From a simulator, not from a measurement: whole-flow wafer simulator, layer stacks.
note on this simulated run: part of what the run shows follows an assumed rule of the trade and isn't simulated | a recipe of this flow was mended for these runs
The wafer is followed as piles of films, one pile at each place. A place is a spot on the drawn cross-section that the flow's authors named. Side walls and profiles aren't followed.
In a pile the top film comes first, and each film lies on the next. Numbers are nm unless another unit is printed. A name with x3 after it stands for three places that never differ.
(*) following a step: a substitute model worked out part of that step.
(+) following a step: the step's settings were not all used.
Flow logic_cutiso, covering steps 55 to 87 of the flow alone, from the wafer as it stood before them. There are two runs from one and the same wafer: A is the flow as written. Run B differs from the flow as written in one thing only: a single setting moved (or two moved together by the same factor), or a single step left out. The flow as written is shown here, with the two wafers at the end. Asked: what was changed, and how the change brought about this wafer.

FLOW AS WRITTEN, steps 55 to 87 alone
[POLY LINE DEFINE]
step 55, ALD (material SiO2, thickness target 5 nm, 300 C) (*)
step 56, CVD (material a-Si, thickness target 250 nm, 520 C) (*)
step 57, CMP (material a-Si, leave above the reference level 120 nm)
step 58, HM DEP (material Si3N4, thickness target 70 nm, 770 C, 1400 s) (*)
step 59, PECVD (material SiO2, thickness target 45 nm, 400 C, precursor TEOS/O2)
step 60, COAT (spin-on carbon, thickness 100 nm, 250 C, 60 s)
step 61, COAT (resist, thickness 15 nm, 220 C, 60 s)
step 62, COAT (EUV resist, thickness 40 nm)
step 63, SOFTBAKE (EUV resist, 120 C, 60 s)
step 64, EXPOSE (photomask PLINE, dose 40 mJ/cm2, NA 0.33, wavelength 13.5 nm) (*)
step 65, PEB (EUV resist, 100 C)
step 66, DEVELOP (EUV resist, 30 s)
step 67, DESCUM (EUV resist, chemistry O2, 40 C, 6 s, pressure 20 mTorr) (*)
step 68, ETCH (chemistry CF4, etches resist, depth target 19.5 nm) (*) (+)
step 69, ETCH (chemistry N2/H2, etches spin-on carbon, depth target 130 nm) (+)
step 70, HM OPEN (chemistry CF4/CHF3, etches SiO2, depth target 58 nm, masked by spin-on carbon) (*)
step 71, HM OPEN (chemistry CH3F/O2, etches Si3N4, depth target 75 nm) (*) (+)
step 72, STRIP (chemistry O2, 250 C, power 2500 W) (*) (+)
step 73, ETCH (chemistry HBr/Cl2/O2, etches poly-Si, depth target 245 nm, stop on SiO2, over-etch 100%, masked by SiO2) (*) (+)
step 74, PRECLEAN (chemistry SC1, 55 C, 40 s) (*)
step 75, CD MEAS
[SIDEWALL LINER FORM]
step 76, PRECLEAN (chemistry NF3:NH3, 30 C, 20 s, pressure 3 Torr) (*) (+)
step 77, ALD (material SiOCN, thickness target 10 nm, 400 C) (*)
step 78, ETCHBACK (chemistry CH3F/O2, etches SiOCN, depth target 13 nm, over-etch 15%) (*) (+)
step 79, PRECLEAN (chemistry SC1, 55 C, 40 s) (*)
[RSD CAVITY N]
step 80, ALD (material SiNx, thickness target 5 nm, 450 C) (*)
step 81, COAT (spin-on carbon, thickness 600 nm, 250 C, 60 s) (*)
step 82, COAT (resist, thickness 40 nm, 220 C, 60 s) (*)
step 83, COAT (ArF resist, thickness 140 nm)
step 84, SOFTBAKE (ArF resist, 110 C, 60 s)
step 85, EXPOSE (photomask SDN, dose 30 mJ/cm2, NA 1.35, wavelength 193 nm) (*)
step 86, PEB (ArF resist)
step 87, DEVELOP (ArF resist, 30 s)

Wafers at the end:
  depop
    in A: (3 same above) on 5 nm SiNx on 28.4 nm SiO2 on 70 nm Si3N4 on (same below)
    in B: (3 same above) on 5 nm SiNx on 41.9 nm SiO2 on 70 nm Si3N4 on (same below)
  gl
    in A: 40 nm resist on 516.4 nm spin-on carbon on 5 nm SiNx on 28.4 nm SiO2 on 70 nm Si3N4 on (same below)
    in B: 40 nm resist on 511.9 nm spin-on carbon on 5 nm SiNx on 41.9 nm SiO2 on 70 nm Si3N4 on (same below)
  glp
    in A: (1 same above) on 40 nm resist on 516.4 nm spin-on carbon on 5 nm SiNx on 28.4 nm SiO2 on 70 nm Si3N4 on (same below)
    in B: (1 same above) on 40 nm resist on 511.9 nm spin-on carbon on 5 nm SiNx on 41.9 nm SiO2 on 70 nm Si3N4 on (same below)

Cause: step 59, PECVD: thickness target 58.5 nm was run, whereas the flow has thickness target 45 nm.

Step by step, how the change led to this:
  step 59, PECVD (material SiO2, thickness target 45 nm, 400 C, precursor TEOS/O2)
      depop, dpovl x3, gfld and 17 more: A +45 SiO2 (new film) | B +58.5 SiO2 (new film)
  step 70, HM OPEN (chemistry CF4/CHF3, etches SiO2, depth target 58 nm, masked by spin-on carbon) (*)
      iso, lnr, lnri and 6 more: A -43.2 SiO2 (all of it), -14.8 Si3N4 | B -56.7 SiO2 (all of it), -1.29 Si3N4
  step 71, HM OPEN (chemistry CH3F/O2, etches Si3N4, depth target 75 nm) (*) (+)
      iso, lnr, lnri and 6 more: A -55.2 Si3N4 (all of it), -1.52 poly-Si | B -68.7 Si3N4 (all of it), -0.48 poly-Si
